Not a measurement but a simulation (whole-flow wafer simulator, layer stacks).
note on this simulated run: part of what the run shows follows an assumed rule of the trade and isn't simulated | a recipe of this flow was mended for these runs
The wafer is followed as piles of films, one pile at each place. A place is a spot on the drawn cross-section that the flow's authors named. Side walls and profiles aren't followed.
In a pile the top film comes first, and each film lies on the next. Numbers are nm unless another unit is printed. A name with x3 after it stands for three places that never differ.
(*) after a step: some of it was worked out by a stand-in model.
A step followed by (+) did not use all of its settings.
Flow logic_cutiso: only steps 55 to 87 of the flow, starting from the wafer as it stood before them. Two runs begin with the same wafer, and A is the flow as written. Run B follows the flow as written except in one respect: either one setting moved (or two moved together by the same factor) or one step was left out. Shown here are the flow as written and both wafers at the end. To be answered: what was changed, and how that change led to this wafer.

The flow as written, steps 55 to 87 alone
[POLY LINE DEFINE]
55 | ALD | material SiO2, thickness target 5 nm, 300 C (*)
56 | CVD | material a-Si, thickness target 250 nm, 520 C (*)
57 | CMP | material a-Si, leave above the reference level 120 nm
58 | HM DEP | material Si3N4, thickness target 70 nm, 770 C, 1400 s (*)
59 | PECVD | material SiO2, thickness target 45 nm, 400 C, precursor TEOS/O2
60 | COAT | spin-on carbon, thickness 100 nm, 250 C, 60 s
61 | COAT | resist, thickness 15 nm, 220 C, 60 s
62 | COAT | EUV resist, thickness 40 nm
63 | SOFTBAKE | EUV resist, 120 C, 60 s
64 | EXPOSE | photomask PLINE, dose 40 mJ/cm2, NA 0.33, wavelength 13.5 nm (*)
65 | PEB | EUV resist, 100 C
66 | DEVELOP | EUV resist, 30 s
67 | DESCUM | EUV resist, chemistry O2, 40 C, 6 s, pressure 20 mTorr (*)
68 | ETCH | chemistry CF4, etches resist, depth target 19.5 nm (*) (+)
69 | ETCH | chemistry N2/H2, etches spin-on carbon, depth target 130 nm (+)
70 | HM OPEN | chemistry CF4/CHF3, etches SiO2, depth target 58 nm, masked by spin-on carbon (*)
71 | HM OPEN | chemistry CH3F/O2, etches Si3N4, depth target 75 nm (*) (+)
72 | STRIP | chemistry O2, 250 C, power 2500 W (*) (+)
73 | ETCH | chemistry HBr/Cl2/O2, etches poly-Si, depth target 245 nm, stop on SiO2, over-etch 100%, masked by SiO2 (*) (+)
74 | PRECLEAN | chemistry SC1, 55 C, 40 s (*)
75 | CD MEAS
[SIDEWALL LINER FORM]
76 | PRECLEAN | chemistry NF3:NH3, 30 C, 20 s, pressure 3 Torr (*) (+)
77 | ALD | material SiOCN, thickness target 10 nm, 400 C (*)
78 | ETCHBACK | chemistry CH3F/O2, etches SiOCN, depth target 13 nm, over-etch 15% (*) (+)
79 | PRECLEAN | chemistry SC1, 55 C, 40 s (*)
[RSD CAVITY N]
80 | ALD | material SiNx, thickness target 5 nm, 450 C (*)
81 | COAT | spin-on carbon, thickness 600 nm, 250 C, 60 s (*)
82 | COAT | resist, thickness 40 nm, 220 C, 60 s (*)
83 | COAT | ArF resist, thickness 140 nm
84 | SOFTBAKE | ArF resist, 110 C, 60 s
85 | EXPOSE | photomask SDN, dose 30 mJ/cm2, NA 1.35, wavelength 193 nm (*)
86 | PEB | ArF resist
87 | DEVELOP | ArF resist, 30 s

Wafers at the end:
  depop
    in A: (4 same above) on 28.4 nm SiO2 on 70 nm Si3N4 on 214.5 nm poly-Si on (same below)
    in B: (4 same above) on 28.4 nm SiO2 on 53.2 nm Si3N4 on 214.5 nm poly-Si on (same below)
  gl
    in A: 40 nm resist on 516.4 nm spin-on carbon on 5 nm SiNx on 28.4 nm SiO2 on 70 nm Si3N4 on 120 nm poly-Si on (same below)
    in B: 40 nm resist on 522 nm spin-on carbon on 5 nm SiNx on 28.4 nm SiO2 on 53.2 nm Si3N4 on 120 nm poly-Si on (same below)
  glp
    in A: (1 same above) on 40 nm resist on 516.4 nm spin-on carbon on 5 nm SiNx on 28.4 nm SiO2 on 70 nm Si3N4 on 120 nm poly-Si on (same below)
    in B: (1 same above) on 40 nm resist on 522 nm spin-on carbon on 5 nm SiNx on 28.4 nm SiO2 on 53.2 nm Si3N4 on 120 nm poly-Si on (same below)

What caused this: step 58, HM DEP: thickness target 53.2 nm was run, while the flow as written has thickness target 70 nm; step 58, HM DEP: 1064 s was run, where the flow has 1400 s.
One can read it off the wafer: depop has Si3N4 53.2, and step 58 as written asks for 70 nm.

Step by step, how the change led to this:
  58 | HM DEP | material Si3N4, thickness target 70 nm, 770 C, 1400 s (*)
      gl, glp, gxn and 11 more: A +70 Si3N4 (new film), +120 poly-Si (new film), -120 a-Si (all of it) | B +53.2 Si3N4 (new film), +120 poly-Si (new film), -120 a-Si (all of it)
      depop, dpovl x3, gfld, gxf, iso, lnri: A +70 Si3N4 (new film), +214.5 poly-Si (new film), -214.5 a-Si (all of it) | B +53.2 Si3N4 (new film), +214.5 poly-Si (new film), -214.5 a-Si (all of it)
  71 | HM OPEN | chemistry CH3F/O2, etches Si3N4, depth target 75 nm (*) (+)
      iso, lnr, lnri and 6 more: A -55.2 Si3N4 (all of it), -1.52 poly-Si | B -38.4 Si3N4 (all of it), -2.81 poly-Si
